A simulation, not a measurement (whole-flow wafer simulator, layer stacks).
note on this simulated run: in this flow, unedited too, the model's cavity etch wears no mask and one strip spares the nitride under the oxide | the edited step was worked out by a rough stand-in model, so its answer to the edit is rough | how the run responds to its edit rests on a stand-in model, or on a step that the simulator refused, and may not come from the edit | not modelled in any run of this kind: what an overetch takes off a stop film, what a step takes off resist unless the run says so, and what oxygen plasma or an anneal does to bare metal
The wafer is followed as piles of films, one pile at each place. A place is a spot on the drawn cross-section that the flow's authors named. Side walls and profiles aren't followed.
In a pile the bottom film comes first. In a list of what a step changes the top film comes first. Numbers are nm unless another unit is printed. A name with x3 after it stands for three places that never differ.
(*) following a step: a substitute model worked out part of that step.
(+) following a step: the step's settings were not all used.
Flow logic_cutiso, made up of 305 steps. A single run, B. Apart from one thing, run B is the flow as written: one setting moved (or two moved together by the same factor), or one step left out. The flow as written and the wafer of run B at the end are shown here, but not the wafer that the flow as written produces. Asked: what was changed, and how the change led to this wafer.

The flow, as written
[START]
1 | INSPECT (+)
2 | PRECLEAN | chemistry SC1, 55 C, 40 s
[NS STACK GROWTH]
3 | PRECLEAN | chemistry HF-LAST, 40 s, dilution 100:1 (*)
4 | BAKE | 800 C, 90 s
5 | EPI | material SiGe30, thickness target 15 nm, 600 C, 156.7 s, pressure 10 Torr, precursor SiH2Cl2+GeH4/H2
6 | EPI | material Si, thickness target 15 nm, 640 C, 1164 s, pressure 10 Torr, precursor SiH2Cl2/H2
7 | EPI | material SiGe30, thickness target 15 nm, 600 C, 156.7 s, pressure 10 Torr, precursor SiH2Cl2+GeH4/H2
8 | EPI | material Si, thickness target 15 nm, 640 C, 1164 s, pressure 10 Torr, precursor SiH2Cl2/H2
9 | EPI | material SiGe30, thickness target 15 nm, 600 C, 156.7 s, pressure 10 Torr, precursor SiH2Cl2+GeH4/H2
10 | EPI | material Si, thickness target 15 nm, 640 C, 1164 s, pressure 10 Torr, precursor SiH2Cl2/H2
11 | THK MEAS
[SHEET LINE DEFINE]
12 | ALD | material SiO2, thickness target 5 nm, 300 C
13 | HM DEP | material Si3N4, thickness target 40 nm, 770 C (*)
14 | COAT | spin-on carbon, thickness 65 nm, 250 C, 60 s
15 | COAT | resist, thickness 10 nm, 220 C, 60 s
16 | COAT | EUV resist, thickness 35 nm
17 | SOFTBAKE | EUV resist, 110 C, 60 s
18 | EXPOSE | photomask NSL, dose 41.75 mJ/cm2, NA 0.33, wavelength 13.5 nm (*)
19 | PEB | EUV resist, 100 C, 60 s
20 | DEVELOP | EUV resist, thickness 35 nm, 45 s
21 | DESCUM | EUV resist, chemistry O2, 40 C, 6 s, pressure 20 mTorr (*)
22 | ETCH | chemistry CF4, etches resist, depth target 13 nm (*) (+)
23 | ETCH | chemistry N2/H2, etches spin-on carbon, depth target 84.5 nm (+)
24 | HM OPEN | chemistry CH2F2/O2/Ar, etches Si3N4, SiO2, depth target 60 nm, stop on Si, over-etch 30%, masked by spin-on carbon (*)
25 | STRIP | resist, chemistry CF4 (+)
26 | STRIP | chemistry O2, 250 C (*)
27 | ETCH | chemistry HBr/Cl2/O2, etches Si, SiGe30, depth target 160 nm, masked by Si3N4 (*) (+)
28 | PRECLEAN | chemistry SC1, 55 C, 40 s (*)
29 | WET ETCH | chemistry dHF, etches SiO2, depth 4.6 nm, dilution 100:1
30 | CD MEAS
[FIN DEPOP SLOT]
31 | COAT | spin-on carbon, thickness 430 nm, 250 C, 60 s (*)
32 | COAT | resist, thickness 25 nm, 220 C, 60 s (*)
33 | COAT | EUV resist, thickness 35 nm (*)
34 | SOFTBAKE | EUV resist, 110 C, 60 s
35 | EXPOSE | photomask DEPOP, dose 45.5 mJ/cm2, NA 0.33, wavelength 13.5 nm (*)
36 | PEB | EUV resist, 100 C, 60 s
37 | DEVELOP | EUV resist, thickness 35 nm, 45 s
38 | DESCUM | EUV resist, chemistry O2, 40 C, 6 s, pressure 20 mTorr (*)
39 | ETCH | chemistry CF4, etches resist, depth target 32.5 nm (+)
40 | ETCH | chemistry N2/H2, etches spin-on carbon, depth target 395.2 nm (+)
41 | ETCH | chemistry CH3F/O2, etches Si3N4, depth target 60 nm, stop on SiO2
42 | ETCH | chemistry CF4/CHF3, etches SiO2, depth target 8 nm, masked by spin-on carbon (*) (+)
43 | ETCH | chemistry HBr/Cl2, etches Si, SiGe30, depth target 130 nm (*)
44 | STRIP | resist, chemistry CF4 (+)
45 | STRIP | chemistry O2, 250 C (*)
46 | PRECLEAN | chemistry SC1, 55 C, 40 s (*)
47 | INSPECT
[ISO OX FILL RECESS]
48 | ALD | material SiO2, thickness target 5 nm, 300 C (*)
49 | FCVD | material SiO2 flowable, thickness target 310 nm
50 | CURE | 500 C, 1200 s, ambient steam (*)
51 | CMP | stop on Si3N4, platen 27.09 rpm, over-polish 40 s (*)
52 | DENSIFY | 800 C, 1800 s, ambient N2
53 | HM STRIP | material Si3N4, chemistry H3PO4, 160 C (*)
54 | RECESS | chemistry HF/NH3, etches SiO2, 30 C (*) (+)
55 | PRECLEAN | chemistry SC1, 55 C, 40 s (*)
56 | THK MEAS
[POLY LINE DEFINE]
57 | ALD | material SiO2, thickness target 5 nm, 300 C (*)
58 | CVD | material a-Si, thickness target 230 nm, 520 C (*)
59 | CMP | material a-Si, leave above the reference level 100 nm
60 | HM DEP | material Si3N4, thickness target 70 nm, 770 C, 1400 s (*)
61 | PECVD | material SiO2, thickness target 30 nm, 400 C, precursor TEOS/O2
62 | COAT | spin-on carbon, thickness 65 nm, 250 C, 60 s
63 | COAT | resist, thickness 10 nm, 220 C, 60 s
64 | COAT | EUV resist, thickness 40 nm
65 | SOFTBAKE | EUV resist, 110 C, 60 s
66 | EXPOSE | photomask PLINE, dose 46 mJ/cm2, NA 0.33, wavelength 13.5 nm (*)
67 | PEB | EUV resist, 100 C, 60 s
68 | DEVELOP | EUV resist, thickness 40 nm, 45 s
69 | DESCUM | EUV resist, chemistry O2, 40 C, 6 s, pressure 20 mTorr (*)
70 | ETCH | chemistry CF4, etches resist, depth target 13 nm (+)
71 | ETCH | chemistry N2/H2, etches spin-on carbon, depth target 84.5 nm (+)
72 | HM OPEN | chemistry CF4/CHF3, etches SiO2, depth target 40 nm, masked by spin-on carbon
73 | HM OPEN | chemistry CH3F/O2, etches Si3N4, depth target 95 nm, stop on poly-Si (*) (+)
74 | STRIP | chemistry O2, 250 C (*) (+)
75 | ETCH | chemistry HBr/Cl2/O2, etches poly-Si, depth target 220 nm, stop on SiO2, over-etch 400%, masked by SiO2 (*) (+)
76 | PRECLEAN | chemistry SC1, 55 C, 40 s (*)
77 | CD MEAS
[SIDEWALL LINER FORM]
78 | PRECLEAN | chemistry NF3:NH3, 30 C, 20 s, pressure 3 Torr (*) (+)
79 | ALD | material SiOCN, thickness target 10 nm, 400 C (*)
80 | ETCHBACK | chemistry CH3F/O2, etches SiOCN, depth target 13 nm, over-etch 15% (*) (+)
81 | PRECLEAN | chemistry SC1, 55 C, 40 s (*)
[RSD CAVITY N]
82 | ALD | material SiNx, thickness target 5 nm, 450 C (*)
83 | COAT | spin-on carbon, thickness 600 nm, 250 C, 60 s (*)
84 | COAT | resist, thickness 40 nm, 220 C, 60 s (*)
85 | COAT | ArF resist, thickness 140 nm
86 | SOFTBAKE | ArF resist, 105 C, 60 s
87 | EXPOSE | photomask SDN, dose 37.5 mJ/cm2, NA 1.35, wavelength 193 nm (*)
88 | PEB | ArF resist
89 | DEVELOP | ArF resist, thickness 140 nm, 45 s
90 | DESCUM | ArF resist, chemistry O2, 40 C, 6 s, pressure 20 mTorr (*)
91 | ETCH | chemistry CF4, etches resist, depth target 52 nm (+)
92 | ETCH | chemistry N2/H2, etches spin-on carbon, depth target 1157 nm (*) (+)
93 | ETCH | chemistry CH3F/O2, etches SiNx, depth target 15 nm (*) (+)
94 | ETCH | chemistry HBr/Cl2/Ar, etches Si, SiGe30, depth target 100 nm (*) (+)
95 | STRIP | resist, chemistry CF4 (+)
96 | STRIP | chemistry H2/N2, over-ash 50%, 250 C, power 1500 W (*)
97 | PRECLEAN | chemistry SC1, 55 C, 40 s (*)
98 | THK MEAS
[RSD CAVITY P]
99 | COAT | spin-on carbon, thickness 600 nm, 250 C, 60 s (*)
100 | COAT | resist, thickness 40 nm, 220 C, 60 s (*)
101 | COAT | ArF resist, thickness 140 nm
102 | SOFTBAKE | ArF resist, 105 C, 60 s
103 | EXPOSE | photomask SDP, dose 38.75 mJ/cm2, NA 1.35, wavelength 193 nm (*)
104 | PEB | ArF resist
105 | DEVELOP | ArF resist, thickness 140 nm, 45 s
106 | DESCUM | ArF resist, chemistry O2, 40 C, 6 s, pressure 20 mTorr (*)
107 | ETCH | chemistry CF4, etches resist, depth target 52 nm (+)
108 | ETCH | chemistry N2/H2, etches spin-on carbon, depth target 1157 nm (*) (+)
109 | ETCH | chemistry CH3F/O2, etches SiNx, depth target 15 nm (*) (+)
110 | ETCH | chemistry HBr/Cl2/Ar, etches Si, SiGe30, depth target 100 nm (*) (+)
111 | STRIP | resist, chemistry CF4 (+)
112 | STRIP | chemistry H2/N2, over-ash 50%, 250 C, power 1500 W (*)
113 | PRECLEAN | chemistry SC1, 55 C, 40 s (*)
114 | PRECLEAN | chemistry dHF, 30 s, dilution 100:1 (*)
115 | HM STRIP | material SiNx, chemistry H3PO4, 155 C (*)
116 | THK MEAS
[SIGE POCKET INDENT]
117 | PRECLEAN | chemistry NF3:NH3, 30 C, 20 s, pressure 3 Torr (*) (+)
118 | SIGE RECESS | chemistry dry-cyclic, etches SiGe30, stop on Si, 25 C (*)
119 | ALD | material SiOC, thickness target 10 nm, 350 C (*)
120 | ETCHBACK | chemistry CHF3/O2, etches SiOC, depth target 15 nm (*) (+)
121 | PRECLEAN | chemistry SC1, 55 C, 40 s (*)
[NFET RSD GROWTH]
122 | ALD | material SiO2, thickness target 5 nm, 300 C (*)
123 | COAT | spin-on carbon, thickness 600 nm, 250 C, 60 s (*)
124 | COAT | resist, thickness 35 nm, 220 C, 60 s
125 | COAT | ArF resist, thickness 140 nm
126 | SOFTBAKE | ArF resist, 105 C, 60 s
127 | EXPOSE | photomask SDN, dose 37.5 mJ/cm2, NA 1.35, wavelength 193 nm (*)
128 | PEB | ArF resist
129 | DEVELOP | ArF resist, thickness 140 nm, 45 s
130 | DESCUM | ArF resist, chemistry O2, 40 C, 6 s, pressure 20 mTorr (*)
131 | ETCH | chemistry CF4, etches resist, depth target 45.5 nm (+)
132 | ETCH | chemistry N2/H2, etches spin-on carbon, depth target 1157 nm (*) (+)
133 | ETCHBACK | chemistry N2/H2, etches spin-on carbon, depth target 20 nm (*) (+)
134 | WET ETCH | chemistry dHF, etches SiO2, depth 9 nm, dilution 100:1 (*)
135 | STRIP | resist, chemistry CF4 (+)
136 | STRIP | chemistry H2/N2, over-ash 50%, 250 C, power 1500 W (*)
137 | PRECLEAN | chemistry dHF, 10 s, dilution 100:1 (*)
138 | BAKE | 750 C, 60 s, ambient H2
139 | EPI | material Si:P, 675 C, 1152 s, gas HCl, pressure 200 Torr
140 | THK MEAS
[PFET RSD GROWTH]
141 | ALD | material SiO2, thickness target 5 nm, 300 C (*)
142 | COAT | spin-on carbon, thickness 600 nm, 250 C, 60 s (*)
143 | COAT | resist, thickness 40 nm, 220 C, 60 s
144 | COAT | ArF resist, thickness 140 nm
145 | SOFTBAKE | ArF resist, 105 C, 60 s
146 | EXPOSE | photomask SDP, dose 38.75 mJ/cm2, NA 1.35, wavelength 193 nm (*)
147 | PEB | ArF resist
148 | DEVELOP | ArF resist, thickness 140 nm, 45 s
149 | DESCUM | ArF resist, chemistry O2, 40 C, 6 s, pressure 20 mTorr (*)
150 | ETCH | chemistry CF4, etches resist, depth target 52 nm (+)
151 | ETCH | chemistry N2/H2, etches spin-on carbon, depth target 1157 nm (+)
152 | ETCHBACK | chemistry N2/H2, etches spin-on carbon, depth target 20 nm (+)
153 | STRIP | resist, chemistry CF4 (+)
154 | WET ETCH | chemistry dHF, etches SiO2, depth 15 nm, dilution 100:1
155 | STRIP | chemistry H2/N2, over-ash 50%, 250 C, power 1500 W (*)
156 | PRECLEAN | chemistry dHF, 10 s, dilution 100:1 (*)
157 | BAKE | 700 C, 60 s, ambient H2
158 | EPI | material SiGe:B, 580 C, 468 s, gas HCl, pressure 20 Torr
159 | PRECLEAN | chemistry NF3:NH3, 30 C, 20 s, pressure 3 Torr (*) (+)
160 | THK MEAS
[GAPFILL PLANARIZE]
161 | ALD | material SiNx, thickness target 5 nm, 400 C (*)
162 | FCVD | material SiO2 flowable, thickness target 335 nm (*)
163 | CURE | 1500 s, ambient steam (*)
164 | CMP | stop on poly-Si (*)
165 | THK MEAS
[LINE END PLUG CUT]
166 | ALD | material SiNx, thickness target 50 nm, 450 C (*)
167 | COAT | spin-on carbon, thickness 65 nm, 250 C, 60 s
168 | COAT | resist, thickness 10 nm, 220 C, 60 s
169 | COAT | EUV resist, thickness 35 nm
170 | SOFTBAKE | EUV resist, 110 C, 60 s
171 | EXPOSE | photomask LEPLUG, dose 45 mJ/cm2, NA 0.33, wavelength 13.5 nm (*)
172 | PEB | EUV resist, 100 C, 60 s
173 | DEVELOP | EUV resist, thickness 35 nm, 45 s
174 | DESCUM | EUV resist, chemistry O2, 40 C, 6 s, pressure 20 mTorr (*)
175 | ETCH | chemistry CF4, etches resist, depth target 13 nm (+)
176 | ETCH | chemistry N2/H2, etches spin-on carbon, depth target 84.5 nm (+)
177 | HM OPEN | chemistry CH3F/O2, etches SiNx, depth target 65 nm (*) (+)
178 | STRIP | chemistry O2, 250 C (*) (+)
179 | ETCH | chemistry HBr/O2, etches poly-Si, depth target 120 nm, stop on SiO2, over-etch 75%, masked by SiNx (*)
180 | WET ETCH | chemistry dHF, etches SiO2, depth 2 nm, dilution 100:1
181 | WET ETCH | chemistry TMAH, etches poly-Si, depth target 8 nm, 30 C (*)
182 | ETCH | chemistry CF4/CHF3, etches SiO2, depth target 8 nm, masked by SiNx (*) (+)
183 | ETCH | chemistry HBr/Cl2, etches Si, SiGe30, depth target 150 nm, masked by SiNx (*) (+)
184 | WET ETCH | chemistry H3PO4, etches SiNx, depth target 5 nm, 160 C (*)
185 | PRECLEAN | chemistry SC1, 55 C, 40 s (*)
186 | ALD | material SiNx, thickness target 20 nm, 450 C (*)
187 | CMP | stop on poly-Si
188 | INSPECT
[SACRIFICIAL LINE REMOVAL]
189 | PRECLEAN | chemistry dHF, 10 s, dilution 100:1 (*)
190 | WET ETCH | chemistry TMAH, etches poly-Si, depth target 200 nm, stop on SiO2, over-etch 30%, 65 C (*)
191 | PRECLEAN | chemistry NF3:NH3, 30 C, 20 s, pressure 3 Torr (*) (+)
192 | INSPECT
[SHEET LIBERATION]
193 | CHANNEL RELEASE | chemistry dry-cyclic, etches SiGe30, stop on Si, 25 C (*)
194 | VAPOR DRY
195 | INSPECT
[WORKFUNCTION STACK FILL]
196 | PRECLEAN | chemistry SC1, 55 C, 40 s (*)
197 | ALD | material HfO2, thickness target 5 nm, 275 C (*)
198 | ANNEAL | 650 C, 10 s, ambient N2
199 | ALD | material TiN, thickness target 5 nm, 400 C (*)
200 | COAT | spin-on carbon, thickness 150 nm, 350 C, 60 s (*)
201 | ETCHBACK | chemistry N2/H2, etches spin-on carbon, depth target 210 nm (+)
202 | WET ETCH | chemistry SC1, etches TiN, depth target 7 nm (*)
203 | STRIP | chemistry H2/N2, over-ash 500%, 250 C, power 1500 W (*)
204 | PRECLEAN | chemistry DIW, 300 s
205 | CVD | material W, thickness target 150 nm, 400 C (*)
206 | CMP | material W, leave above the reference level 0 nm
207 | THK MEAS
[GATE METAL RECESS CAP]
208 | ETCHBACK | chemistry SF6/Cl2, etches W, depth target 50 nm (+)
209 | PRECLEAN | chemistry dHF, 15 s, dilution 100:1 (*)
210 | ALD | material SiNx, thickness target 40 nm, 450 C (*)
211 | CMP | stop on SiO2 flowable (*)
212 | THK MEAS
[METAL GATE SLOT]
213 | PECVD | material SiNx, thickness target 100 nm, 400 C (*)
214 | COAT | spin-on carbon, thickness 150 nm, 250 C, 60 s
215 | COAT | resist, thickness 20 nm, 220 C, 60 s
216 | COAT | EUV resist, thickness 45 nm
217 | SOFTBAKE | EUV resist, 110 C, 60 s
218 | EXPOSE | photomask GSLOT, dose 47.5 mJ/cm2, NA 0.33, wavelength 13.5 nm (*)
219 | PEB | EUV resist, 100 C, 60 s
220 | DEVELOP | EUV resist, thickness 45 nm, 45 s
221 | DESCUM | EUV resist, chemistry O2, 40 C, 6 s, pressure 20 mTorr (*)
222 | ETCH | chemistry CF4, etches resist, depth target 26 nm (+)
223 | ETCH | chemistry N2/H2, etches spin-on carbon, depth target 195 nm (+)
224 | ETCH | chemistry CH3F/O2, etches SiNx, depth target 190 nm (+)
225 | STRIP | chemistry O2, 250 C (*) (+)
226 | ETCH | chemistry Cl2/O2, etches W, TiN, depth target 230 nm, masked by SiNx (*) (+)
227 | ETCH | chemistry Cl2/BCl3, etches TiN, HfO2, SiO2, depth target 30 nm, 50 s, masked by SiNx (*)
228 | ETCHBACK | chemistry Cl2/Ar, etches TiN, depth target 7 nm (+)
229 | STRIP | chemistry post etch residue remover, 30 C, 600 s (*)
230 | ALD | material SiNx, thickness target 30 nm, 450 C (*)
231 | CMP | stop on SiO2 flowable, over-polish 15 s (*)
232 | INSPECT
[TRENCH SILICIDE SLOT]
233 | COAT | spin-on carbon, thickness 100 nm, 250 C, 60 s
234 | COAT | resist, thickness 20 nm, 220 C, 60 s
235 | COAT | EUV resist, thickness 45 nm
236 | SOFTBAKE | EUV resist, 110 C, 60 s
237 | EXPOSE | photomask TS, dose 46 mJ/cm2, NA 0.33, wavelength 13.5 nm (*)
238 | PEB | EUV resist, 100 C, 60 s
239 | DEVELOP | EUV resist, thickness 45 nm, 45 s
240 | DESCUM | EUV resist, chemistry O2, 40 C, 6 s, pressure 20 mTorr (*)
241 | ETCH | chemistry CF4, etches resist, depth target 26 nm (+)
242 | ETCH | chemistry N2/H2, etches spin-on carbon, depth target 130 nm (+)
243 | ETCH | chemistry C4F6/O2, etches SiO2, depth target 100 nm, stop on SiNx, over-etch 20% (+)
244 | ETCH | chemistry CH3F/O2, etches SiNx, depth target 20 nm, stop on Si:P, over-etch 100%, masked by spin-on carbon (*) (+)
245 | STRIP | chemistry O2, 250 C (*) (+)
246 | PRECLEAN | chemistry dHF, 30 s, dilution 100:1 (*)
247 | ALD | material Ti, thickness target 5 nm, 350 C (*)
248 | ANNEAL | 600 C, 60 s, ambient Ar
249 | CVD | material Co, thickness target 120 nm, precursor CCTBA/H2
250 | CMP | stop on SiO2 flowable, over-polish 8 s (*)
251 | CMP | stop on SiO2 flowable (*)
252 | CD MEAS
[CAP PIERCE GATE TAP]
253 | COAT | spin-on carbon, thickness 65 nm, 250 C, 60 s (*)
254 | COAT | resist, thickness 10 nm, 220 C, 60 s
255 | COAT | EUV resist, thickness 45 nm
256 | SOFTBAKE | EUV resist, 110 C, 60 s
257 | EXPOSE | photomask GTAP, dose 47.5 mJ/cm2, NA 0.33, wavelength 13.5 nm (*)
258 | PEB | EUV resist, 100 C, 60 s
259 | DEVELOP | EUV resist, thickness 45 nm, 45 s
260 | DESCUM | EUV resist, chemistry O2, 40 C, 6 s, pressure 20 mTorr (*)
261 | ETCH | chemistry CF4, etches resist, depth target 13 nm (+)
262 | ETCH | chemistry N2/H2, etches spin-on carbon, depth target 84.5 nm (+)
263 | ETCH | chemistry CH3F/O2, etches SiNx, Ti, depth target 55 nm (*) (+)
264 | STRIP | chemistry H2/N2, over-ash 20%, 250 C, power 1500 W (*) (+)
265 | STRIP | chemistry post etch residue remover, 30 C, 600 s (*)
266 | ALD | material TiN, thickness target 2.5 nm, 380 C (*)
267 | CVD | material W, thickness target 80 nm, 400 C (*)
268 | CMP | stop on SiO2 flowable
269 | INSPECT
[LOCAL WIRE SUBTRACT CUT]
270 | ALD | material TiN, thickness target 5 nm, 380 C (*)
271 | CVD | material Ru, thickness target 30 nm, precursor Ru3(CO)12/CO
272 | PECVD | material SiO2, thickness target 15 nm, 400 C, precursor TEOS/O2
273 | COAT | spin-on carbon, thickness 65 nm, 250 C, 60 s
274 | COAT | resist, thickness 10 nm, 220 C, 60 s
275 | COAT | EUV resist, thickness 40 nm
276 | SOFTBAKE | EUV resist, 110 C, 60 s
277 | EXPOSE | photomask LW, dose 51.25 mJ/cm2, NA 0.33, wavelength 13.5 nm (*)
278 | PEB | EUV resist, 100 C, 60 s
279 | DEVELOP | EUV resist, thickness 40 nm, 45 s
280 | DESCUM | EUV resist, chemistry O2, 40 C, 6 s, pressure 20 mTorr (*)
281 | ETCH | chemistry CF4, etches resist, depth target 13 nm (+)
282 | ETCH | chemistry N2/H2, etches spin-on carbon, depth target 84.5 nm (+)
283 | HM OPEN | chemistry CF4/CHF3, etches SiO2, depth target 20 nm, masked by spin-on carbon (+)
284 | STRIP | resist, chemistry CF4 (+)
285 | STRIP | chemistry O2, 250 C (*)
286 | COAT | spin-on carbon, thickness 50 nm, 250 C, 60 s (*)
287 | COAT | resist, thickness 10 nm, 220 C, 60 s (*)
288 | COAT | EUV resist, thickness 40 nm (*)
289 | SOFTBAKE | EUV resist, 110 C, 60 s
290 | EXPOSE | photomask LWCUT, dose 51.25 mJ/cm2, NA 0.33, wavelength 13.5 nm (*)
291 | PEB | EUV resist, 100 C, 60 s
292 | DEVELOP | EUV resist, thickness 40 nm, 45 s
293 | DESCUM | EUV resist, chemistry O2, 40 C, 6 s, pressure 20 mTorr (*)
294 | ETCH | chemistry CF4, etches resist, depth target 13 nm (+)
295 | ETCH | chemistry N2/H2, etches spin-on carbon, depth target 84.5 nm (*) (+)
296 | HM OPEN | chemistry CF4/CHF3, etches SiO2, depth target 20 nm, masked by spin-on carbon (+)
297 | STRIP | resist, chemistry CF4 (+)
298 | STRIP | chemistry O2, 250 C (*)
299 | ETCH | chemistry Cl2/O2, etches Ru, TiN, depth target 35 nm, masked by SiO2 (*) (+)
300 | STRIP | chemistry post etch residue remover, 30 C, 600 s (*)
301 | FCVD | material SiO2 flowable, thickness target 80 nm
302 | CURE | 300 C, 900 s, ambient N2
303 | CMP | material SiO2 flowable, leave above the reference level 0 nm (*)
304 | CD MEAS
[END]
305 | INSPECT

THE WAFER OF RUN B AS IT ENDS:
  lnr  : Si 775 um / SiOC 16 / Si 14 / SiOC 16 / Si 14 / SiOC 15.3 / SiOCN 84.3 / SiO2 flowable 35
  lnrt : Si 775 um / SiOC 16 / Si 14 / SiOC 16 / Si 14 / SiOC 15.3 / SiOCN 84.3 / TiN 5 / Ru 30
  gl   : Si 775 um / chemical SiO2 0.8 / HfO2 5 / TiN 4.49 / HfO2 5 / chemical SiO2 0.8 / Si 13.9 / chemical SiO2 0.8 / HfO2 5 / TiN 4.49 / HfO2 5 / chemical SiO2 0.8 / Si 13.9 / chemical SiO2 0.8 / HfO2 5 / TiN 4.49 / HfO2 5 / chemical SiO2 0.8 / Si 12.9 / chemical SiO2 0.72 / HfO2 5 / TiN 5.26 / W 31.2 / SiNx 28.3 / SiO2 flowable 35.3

Cause: step 75, ETCH: over-etch 540% was run, though the flow has over-etch 400%.

Step by step, how the change led to this:
  75 | ETCH | chemistry HBr/Cl2/O2, etches poly-Si, depth target 220 nm, stop on SiO2, over-etch 400%, masked by SiO2 (*) (+)
      lnr, lnrp, lnrt, rsdn, rsdp, rsdw, rsdx: chemical SiO2 loses 0.79 (all of it), poly-Si loses 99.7 (all of it), SiO2 loses 5 (all of it), chemical SiO2 loses 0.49 (all of it), Si loses 13.9 (all of it) (it would be, as written: chemical SiO2 loses 0.79 (all of it), poly-Si loses 99.7 (all of it), SiO2 loses 5 (all of it))
      iso, lnri: chemical SiO2 loses 0.79 (all of it), poly-Si loses 189.1 (all of it), SiO2 loses 5 (all of it), SiO2 flowable loses 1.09 (it would be, as written: chemical SiO2 loses 0.79 (all of it), poly-Si loses 189.1 (all of it), SiO2 loses 4.55)
      (as well as at 13 more places)
  80 | ETCHBACK | chemistry CH3F/O2, etches SiOCN, depth target 13 nm, over-etch 15% (*) (+)
      rsdn, rsdp, rsdw, rsdx: SiOCN loses 10 (all of it), SiGe30 loses 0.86 (it would be, as written: SiOCN loses 10 (all of it), Si loses 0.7)
      lnr, lnrp, lnrt: SiOCN gains 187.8 (it would be, as written: SiOCN gains 175.1)
  94 | ETCH | chemistry HBr/Cl2/Ar, etches Si, SiGe30, depth target 100 nm (*) (+)
      rsdn, rsdx: chemical SiO2 loses 0.49 (all of it), SiGe30 loses 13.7 (all of it), Si loses 15 (all of it), SiGe30 loses 15 (all of it), Si loses 15 (all of it), SiGe30 loses 15 (all of it), Si loses 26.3 (it would be, as written: chemical SiO2 loses 0.49 (all of it), Si loses 12.8 (all of it), SiGe30 loses 15 (all of it), Si loses 15 (all of it), SiGe30 loses 15 (all of it), Si loses 15 (all of it), SiGe30 loses 15 (all of it), Si loses 12.2)
  110 | ETCH | chemistry HBr/Cl2/Ar, etches Si, SiGe30, depth target 100 nm (*) (+)
      rsdp, rsdw: chemical SiO2 loses 0.49 (all of it), SiGe30 loses 13.7 (all of it), Si loses 15 (all of it), SiGe30 loses 15 (all of it), Si loses 15 (all of it), SiGe30 loses 15 (all of it), Si loses 26.3 (it would be, as written: chemical SiO2 loses 0.49 (all of it), Si loses 12.8 (all of it), SiGe30 loses 15 (all of it), Si loses 15 (all of it), SiGe30 loses 15 (all of it), Si loses 15 (all of it), SiGe30 loses 15 (all of it), Si loses 12.2)
  118 | SIGE RECESS | chemistry dry-cyclic, etches SiGe30, stop on Si, 25 C (*)
      lnr, lnrp, lnrt: SiOCN loses 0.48, cavity gains 15.3 (new film), SiGe30 loses 14.8 (all of it), Si loses 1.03, cavity gains 16 (new film), SiGe30 loses 15 (all of it), Si loses 1.03, cavity gains 16 (new film), SiGe30 loses 15 (all of it), Si loses 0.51 (it would be, as written: SiOCN loses 0.48, Si loses 0.51, cavity gains 16 (new film), SiGe30 loses 15 (all of it), Si loses 1.03, cavity gains 16 (new film), SiGe30 loses 15 (all of it), Si loses 1.03, cavity gains 16 (new film), SiGe30 loses 15 (all of it), Si loses 0.51)
  119 | ALD | material SiOC, thickness target 10 nm, 350 C (*)
      lnr, lnrp, lnrt: SiOC gains 10 (new film), SiOC gains 15.3 (new film), cavity loses 15.3 (all of it), SiOC gains 16 (new film), cavity loses 16 (all of it), SiOC gains 16 (new film), cavity loses 16 (all of it) (it would be, as written: SiOC gains 10 (new film), SiOC gains 16 (new film), cavity loses 16 (all of it), SiOC gains 16 (new film), cavity loses 16 (all of it), SiOC gains 16 (new film), cavity loses 16 (all of it))
  120 | ETCHBACK | chemistry CHF3/O2, etches SiOC, depth target 15 nm (*) (+)
      gxn: SiOC loses 10.8 (all of it), SiO2 loses 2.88 (all of it), Si3N4 loses 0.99 (it would be, as written: SiOC loses 11 (all of it), SiO2 loses 4.21 (all of it))
      gxp: SiOC loses 10.8 (all of it), SiO2 loses 2.92 (all of it), Si3N4 loses 0.98 (it would be, as written: SiOC loses 11 (all of it), SiO2 loses 4.25 (all of it))
      (as well as at 3 more places)
  122 | ALD | material SiO2, thickness target 5 nm, 300 C (*)
      gxn: SiO2 gains 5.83 (new film) (it would be, as written: SiO2 gains 6.76 (new film))
      gxp: SiO2 gains 5.82 (new film) (it would be, as written: SiO2 gains 6.75 (new film))
  132 | ETCH | chemistry N2/H2, etches spin-on carbon, depth target 1157 nm (*) (+)
      gxn: spin-on carbon loses 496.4 (all of it), SiO2 loses 5.83 (all of it), Si3N4 loses 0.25 (it would be, as written: spin-on carbon loses 499.4 (all of it), SiO2 loses 6.06)
  133 | ETCHBACK | chemistry N2/H2, etches spin-on carbon, depth target 20 nm (*) (+)
      gxn: Si3N4 loses 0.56 (it would be, as written: SiO2 loses 0.7 (all of it), Si3N4 loses 0.21)
  139 | EPI | material Si:P, 675 C, 1152 s, gas HCl, pressure 200 Torr
      rsdn, rsdx: Si:P gains 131 (new film) (it would be, as written: Si:P gains 116.9 (new film))
  153 | STRIP | resist, chemistry CF4 (+)
      gxp: SiO2 loses 1.86 (all of it) (it would be, as written: SiO2 loses 3.06 (all of it))
  158 | EPI | material SiGe:B, 580 C, 468 s, gas HCl, pressure 20 Torr
      rsdp, rsdw: SiGe:B gains 131 (new film) (it would be, as written: SiGe:B gains 116.8 (new film))
  164 | CMP | stop on poly-Si (*)
      depop, dpovl, isow, ns, nsgap: SiO2 flowable loses 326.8 (all of it), SiNx loses 5 (all of it), SiO2 loses 2.8 (all of it), Si3N4 loses 70 (all of it) (it would be, as written: SiO2 flowable loses 326.8 (all of it), SiNx loses 5 (all of it), SiO2 loses 4.13 (all of it), Si3N4 loses 70 (all of it))
      gfld, gxf: SiO2 flowable loses 252.3 (all of it), SiNx loses 5 (all of it), SiO2 loses 2.8 (all of it), Si3N4 loses 70 (all of it) (it would be, as written: SiO2 flowable loses 251.9 (all of it), SiNx loses 5 (all of it), SiO2 loses 4.13 (all of it), Si3N4 loses 70 (all of it))
      (as well as at 1 more place)
